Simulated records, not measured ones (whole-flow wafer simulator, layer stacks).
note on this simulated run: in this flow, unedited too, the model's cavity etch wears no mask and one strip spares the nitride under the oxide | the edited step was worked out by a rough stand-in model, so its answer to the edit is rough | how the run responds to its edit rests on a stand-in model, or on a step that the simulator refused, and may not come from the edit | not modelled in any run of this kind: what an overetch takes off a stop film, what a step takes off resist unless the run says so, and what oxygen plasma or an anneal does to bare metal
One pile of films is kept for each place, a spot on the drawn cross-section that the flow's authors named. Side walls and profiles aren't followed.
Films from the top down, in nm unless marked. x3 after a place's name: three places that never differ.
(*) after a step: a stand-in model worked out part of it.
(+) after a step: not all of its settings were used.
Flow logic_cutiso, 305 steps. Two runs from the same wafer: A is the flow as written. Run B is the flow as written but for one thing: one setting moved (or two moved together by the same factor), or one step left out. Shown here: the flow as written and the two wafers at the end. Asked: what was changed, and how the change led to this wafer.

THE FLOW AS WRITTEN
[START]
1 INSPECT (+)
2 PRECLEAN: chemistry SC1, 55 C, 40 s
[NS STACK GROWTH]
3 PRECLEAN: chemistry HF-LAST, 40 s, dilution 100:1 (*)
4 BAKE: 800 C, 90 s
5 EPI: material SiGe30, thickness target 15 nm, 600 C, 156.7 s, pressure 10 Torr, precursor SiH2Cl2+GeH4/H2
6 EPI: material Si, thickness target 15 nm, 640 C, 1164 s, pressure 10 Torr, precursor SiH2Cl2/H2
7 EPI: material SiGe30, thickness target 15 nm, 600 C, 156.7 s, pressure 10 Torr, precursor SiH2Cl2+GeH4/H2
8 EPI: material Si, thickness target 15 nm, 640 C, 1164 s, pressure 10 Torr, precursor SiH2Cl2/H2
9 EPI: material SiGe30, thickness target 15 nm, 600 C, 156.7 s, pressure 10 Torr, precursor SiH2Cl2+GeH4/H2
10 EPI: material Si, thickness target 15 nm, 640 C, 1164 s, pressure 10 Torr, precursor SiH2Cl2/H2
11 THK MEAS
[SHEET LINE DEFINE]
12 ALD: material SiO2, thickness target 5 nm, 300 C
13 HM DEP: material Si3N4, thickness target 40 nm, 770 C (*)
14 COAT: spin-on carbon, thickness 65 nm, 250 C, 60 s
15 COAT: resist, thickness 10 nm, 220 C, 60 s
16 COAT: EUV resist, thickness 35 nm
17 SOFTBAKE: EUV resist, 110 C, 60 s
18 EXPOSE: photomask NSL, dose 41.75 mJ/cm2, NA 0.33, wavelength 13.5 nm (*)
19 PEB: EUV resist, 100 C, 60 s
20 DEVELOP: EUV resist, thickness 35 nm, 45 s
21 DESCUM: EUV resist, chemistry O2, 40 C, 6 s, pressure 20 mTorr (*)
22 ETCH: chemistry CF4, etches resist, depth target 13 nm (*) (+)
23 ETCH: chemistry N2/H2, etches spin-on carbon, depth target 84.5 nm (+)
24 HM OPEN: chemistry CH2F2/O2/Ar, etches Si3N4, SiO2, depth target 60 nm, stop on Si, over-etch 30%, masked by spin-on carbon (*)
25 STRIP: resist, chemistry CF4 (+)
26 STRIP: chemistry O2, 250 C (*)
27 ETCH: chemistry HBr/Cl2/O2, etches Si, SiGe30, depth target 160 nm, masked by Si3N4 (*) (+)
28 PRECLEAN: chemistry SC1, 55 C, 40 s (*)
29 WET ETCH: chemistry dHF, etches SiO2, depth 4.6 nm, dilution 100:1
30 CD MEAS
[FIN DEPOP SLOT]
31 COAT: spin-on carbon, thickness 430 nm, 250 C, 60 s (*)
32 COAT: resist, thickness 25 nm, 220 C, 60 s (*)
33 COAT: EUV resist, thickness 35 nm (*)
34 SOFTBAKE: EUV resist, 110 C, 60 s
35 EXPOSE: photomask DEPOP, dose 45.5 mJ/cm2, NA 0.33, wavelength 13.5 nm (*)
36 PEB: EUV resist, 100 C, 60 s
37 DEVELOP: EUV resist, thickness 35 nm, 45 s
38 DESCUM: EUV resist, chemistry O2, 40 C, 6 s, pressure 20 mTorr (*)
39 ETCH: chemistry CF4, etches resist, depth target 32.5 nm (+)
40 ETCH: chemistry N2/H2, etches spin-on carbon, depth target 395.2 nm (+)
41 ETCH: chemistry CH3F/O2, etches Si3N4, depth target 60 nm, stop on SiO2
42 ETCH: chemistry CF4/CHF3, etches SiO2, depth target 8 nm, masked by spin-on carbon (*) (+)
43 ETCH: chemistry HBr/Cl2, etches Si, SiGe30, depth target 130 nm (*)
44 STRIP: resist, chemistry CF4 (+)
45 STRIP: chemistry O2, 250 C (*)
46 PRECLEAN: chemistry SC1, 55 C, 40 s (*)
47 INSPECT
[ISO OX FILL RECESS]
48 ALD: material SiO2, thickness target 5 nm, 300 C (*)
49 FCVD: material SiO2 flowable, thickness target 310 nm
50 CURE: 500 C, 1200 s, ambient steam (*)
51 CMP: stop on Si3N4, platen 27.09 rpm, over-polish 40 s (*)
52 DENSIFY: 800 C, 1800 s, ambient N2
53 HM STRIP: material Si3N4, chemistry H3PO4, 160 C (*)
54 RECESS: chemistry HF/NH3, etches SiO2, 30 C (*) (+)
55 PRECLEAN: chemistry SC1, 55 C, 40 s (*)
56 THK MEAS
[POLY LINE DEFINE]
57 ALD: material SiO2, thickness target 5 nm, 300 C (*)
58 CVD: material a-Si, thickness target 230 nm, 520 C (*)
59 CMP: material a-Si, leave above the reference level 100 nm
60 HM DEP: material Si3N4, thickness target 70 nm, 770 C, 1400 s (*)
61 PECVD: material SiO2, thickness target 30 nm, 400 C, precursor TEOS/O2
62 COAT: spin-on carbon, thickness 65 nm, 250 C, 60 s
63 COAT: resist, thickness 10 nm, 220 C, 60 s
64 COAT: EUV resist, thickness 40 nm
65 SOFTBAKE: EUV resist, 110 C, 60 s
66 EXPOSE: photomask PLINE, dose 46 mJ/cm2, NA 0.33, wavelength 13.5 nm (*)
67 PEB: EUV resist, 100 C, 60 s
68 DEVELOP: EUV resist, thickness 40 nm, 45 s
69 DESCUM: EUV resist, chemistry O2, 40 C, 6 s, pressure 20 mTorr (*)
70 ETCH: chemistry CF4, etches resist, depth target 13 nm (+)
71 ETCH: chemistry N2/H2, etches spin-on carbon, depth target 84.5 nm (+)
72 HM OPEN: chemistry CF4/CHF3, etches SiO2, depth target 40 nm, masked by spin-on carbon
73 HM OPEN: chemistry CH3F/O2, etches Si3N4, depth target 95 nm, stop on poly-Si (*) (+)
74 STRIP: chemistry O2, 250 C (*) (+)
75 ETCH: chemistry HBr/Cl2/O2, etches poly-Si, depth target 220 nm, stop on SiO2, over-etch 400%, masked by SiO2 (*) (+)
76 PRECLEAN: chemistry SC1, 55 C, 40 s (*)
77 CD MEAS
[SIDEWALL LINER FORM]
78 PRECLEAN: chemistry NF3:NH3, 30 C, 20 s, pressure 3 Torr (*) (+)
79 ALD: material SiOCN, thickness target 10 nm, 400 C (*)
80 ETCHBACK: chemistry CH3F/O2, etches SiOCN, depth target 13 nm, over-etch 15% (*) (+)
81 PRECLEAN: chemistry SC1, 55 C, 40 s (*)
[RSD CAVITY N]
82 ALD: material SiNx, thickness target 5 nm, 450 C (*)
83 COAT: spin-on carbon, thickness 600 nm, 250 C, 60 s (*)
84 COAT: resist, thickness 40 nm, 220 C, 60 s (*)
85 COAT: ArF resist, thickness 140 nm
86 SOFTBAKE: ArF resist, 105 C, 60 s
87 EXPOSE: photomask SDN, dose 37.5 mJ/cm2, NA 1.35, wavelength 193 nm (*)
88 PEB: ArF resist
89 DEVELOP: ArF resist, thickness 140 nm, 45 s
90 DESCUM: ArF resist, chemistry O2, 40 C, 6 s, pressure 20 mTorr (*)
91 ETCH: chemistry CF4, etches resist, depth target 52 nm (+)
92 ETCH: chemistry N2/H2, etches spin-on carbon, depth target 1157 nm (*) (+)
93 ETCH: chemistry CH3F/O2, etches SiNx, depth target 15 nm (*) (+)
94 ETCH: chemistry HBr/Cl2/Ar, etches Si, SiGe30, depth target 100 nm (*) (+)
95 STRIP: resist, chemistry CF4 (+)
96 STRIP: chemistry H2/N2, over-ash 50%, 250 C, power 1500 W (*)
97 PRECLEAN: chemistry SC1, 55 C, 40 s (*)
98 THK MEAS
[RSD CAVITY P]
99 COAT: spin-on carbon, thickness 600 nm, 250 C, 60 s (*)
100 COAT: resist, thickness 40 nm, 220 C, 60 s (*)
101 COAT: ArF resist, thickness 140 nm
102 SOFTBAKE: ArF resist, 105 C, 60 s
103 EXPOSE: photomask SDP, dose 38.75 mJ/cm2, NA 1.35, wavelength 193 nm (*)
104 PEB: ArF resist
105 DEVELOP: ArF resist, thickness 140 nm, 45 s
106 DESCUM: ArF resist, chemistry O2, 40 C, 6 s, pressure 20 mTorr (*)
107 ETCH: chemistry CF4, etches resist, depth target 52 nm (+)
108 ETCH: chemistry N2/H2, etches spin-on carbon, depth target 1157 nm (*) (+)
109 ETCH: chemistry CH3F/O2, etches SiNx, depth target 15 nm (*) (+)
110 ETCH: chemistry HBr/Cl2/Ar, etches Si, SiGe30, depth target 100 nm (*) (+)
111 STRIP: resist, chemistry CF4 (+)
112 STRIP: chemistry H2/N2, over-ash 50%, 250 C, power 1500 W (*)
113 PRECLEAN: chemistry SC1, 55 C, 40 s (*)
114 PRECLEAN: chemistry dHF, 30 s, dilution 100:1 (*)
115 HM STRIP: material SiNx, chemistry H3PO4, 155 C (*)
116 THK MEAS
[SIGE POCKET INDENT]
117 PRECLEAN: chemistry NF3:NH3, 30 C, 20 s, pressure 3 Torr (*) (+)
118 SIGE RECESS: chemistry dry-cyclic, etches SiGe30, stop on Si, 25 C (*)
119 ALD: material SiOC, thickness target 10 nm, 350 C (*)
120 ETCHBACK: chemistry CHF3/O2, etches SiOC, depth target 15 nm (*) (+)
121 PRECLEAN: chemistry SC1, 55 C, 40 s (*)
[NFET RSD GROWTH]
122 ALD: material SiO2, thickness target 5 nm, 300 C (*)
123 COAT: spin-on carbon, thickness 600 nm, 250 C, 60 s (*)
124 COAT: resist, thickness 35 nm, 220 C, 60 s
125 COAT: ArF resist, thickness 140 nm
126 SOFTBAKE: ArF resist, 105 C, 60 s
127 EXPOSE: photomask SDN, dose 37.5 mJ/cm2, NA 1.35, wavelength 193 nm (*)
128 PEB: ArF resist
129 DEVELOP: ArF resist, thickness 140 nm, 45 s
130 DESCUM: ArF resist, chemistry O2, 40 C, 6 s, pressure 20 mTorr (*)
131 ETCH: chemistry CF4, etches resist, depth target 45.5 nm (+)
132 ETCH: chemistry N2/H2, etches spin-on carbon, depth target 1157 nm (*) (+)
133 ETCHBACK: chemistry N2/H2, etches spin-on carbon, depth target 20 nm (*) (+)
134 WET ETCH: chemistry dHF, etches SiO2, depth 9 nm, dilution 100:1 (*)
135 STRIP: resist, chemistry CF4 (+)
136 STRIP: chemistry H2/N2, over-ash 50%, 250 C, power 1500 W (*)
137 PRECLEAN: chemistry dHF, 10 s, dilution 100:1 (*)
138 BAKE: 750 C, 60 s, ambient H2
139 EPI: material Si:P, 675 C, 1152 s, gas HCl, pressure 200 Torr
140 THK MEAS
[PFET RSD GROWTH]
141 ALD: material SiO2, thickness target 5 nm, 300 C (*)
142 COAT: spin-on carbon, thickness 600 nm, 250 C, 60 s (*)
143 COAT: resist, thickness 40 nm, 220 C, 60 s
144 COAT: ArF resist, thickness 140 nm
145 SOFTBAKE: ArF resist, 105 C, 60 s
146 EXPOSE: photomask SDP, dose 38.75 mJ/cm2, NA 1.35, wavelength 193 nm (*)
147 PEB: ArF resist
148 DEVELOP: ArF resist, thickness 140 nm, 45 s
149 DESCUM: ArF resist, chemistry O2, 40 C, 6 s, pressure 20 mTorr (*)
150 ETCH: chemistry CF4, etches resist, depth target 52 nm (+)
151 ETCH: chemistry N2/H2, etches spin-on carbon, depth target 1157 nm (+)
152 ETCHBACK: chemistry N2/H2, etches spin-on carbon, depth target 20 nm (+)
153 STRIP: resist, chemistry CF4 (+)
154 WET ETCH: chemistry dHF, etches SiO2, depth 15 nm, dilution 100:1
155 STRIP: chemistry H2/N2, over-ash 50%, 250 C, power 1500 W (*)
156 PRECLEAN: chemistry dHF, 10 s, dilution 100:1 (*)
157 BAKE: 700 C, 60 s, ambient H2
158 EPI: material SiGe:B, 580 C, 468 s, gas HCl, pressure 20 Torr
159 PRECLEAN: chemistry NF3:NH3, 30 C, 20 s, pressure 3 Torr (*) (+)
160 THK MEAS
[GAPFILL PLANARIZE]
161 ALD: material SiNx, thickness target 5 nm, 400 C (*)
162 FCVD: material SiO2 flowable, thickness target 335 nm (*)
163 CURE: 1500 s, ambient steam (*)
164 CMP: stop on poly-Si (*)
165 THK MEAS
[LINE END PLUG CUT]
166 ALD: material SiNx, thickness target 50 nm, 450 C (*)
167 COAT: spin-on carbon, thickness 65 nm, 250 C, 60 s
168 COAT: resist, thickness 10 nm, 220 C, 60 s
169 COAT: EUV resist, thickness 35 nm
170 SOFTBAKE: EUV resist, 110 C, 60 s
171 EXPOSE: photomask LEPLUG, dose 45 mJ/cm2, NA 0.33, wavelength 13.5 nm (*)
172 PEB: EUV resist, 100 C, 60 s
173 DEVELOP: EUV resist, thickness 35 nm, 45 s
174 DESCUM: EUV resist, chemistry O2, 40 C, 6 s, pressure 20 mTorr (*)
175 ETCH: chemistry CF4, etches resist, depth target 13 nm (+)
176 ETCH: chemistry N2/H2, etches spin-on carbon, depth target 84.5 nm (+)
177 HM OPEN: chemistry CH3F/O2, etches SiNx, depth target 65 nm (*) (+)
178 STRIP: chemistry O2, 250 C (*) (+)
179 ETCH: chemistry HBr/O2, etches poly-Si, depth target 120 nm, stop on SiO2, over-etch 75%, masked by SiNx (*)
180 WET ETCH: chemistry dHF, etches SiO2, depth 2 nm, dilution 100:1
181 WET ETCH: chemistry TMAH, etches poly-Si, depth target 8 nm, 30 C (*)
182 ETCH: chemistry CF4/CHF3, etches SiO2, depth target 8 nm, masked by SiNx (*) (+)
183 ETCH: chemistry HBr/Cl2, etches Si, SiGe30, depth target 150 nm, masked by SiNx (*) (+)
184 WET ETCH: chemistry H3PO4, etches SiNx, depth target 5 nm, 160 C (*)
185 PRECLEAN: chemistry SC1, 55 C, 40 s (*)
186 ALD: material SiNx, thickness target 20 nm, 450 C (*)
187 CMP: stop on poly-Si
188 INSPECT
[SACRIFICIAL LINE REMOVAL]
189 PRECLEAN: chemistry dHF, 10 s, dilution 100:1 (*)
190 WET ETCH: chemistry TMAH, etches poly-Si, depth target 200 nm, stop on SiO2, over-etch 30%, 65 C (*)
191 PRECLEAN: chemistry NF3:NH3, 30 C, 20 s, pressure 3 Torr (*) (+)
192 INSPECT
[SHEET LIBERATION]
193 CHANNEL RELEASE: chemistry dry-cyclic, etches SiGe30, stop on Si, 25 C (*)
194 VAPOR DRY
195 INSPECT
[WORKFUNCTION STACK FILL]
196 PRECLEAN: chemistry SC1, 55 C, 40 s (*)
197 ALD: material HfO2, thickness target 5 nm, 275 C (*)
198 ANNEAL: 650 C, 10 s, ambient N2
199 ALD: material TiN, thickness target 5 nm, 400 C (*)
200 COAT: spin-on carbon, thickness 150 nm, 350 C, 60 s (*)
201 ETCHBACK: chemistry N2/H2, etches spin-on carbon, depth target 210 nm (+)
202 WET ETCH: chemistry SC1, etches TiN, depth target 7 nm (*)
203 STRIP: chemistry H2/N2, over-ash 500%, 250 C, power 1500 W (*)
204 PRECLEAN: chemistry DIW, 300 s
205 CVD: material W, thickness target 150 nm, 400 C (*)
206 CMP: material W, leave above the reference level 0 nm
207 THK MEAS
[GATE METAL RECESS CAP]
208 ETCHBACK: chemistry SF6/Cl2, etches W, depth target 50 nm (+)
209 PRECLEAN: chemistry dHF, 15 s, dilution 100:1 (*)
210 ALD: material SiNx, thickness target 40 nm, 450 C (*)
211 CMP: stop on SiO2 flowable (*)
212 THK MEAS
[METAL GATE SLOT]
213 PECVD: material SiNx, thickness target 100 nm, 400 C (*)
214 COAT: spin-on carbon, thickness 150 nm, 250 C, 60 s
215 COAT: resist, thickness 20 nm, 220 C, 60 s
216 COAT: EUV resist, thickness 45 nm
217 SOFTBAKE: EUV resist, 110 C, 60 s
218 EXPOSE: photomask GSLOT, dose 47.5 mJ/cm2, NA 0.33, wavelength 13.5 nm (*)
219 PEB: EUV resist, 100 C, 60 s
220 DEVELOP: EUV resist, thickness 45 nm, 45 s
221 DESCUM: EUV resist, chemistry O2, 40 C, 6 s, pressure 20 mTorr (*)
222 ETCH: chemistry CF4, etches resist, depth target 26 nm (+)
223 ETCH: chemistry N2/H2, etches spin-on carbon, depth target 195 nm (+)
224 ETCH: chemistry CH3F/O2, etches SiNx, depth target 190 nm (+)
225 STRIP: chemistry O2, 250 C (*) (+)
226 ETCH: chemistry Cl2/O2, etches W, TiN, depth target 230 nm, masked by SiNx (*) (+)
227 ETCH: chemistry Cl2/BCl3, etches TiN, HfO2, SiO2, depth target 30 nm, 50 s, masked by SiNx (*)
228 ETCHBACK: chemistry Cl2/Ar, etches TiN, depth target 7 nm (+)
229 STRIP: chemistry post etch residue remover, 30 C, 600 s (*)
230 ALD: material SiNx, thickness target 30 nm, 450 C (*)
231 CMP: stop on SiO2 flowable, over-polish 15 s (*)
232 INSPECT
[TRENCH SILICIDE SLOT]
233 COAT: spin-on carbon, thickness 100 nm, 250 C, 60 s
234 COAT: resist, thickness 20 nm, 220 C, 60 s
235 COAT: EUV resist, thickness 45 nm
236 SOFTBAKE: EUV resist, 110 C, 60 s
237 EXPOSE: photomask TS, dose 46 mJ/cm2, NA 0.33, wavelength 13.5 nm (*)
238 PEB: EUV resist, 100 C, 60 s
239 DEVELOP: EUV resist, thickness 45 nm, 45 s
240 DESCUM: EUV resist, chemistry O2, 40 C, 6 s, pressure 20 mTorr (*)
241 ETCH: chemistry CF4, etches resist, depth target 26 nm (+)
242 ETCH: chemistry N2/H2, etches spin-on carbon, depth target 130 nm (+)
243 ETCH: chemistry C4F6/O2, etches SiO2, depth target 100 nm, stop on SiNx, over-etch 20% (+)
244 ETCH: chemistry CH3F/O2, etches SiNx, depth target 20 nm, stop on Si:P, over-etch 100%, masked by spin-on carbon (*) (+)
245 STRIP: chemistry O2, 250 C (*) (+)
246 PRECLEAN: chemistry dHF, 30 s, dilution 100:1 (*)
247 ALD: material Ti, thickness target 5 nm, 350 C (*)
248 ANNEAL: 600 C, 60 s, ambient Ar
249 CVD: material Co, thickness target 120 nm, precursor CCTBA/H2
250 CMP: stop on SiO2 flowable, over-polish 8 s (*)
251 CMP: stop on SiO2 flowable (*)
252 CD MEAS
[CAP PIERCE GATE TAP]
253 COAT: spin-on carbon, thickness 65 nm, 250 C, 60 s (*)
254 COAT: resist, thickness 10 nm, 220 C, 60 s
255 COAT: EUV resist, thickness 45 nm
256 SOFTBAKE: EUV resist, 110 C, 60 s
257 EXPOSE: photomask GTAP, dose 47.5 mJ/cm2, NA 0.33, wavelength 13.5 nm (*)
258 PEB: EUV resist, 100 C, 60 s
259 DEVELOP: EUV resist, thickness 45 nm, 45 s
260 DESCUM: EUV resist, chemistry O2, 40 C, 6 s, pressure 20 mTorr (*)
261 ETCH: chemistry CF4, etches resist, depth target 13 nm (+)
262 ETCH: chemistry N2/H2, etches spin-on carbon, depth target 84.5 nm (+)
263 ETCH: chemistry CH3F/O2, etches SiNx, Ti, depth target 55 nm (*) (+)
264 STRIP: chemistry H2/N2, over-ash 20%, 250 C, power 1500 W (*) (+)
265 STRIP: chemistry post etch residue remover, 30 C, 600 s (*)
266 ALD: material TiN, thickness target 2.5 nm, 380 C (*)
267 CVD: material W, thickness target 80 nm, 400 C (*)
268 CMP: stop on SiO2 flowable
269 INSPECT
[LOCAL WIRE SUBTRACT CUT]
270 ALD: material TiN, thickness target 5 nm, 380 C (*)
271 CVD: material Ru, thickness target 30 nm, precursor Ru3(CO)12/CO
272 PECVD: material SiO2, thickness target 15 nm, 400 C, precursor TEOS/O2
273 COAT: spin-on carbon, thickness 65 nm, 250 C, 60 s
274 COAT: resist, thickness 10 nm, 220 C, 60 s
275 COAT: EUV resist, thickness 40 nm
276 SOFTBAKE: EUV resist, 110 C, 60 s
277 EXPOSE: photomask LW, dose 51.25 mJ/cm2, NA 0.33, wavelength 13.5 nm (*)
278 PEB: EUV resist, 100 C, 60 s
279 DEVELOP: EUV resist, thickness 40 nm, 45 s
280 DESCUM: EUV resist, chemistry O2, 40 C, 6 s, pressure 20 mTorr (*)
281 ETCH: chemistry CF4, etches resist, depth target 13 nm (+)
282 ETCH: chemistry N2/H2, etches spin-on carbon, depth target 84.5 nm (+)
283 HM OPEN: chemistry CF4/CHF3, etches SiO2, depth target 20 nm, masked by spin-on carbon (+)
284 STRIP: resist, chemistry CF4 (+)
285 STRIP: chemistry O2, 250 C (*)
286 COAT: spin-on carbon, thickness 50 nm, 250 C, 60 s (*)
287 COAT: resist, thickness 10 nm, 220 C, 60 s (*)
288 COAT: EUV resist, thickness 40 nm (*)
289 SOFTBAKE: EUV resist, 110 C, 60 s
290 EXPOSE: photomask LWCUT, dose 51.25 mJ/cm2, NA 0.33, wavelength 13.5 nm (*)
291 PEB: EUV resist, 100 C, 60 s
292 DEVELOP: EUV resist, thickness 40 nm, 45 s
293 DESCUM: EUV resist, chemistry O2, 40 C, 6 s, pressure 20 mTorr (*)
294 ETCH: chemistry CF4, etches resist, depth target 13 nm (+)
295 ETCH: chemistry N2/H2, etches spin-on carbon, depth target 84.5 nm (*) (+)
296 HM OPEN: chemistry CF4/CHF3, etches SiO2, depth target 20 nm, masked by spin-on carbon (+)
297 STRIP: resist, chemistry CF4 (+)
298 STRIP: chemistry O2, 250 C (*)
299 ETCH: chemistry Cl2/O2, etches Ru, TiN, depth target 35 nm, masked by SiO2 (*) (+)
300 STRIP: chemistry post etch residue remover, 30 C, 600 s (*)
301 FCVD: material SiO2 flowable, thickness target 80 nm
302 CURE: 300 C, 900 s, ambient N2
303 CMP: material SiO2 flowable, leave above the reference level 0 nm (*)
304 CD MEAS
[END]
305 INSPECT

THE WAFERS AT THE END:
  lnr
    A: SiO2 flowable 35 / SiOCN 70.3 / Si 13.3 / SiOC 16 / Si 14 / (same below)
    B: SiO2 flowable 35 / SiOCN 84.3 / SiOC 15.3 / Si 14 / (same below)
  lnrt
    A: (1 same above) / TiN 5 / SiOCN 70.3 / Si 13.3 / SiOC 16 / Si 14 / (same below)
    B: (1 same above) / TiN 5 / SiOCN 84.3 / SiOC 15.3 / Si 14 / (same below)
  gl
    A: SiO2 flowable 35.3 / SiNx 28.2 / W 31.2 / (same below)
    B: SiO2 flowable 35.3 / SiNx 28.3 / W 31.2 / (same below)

The cause: step 75, ETCH: over-etch 470% was run, where the flow has over-etch 400%.

How the change led to this, step by step:
  75 ETCH: chemistry HBr/Cl2/O2, etches poly-Si, depth target 220 nm, stop on SiO2, over-etch 400%, masked by SiO2 (*) (+)
      lnr, lnrp, lnrt, rsdn, rsdp, rsdw, rsdx: A chemical SiO2 -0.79 (all of it), poly-Si -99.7 (all of it), SiO2 -5 (all of it) | B chemical SiO2 -0.79 (all of it), poly-Si -99.7 (all of it), SiO2 -5 (all of it), chemical SiO2 -0.49 (all of it), Si -13.9 (all of it)
      iso, lnri: A chemical SiO2 -0.79 (all of it), poly-Si -189.1 (all of it), SiO2 -4.55 | B chemical SiO2 -0.79 (all of it), poly-Si -189.1 (all of it), SiO2 -5 (all of it), SiO2 flowable -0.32
      (and at 13 more places)
  80 ETCHBACK: chemistry CH3F/O2, etches SiOCN, depth target 13 nm, over-etch 15% (*) (+)
      rsdn, rsdp, rsdw, rsdx: A SiOCN -10 (all of it), Si -0.7 | B SiOCN -10 (all of it), SiGe30 -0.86
      lnr, lnrp, lnrt: A SiOCN +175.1 | B SiOCN +188.5
  94 ETCH: chemistry HBr/Cl2/Ar, etches Si, SiGe30, depth target 100 nm (*) (+)
      rsdn, rsdx: A chemical SiO2 -0.49 (all of it), Si -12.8 (all of it), SiGe30 -15 (all of it), Si -15 (all of it), SiGe30 -15 (all of it), Si -15 (all of it), SiGe30 -15 (all of it), Si -12.2 | B chemical SiO2 -0.49 (all of it), SiGe30 -13.7 (all of it), Si -15 (all of it), SiGe30 -15 (all of it), Si -15 (all of it), SiGe30 -15 (all of it), Si -26.3
  110 ETCH: chemistry HBr/Cl2/Ar, etches Si, SiGe30, depth target 100 nm (*) (+)
      rsdp, rsdw: A chemical SiO2 -0.49 (all of it), Si -12.8 (all of it), SiGe30 -15 (all of it), Si -15 (all of it), SiGe30 -15 (all of it), Si -15 (all of it), SiGe30 -15 (all of it), Si -12.2 | B chemical SiO2 -0.49 (all of it), SiGe30 -13.7 (all of it), Si -15 (all of it), SiGe30 -15 (all of it), Si -15 (all of it), SiGe30 -15 (all of it), Si -26.3
  118 SIGE RECESS: chemistry dry-cyclic, etches SiGe30, stop on Si, 25 C (*)
      lnr, lnrp, lnrt: A SiOCN -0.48, Si -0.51, cavity +16 (new film), SiGe30 -15 (all of it), Si -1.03, cavity +16 (new film), SiGe30 -15 (all of it), Si -1.03, cavity +16 (new film), SiGe30 -15 (all of it), Si -0.51 | B SiOCN -0.48, cavity +15.3 (new film), SiGe30 -14.8 (all of it), Si -1.03, cavity +16 (new film), SiGe30 -15 (all of it), Si -1.03, cavity +16 (new film), SiGe30 -15 (all of it), Si -0.51
  119 ALD: material SiOC, thickness target 10 nm, 350 C (*)
      lnr, lnrp, lnrt: A SiOC +10 (new film), SiOC +16 (new film), cavity -16 (all of it), SiOC +16 (new film), cavity -16 (all of it), SiOC +16 (new film), cavity -16 (all of it) | B SiOC +10 (new film), SiOC +15.3 (new film), cavity -15.3 (all of it), SiOC +16 (new film), cavity -16 (all of it), SiOC +16 (new film), cavity -16 (all of it)
  120 ETCHBACK: chemistry CHF3/O2, etches SiOC, depth target 15 nm (*) (+)
      gxn: A SiOC -11 (all of it), SiO2 -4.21 (all of it) | B SiOC -10.9 (all of it), SiO2 -3.54 (all of it), Si3N4 -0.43
      gxp: A SiOC -11 (all of it), SiO2 -4.25 (all of it) | B SiOC -10.9 (all of it), SiO2 -3.58 (all of it), Si3N4 -0.43
      (and at 3 more places)
  122 ALD: material SiO2, thickness target 5 nm, 300 C (*)
      gxn: A SiO2 +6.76 (new film) | B SiO2 +6.24 (new film)
      gxp: A SiO2 +6.75 (new film) | B SiO2 +6.23 (new film)
  132 ETCH: chemistry N2/H2, etches spin-on carbon, depth target 1157 nm (*) (+)
      gxn: A spin-on carbon -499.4 (all of it), SiO2 -6.06 | B spin-on carbon -496.1 (all of it), SiO2 -6.24 (all of it), Si3N4 -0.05
  133 ETCHBACK: chemistry N2/H2, etches spin-on carbon, depth target 20 nm (*) (+)
      gxn: A SiO2 -0.7 (all of it), Si3N4 -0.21 | B Si3N4 -0.56
  139 EPI: material Si:P, 675 C, 1152 s, gas HCl, pressure 200 Torr
      rsdn, rsdx: A Si:P +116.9 (new film) | B Si:P +131 (new film)
  141 ALD: material SiO2, thickness target 5 nm, 300 C (*)
      gxn: A SiO2 +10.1 (new film) | B SiO2 +6.15 (new film)
  153 STRIP: resist, chemistry CF4 (+)
      gxp: A SiO2 -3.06 (all of it) | B SiO2 -2.26 (all of it)
  158 EPI: material SiGe:B, 580 C, 468 s, gas HCl, pressure 20 Torr
      rsdp, rsdw: A SiGe:B +116.8 (new film) | B SiGe:B +131 (new film)
  159 PRECLEAN: chemistry NF3:NH3, 30 C, 20 s, pressure 3 Torr (*) (+)
      gxn: A SiO2 -7.5 | B SiO2 -4.63 (all of it), Si3N4 -0.21
  164 CMP: stop on poly-Si (*)
      gxn: A SiO2 flowable -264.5 (all of it), SiNx -5 (all of it), SiO2 -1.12 (all of it), Si3N4 -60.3 (all of it) | B SiO2 flowable -265.8 (all of it), SiNx -5 (all of it), Si3N4 -59.7 (all of it)
      depop, dpovl, isow, ns, nsgap: A SiO2 flowable -326.8 (all of it), SiNx -5 (all of it), SiO2 -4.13 (all of it), Si3N4 -70 (all of it) | B SiO2 flowable -326.8 (all of it), SiNx -5 (all of it), SiO2 -3.46 (all of it), Si3N4 -70 (all of it)
      (and at 3 more places)
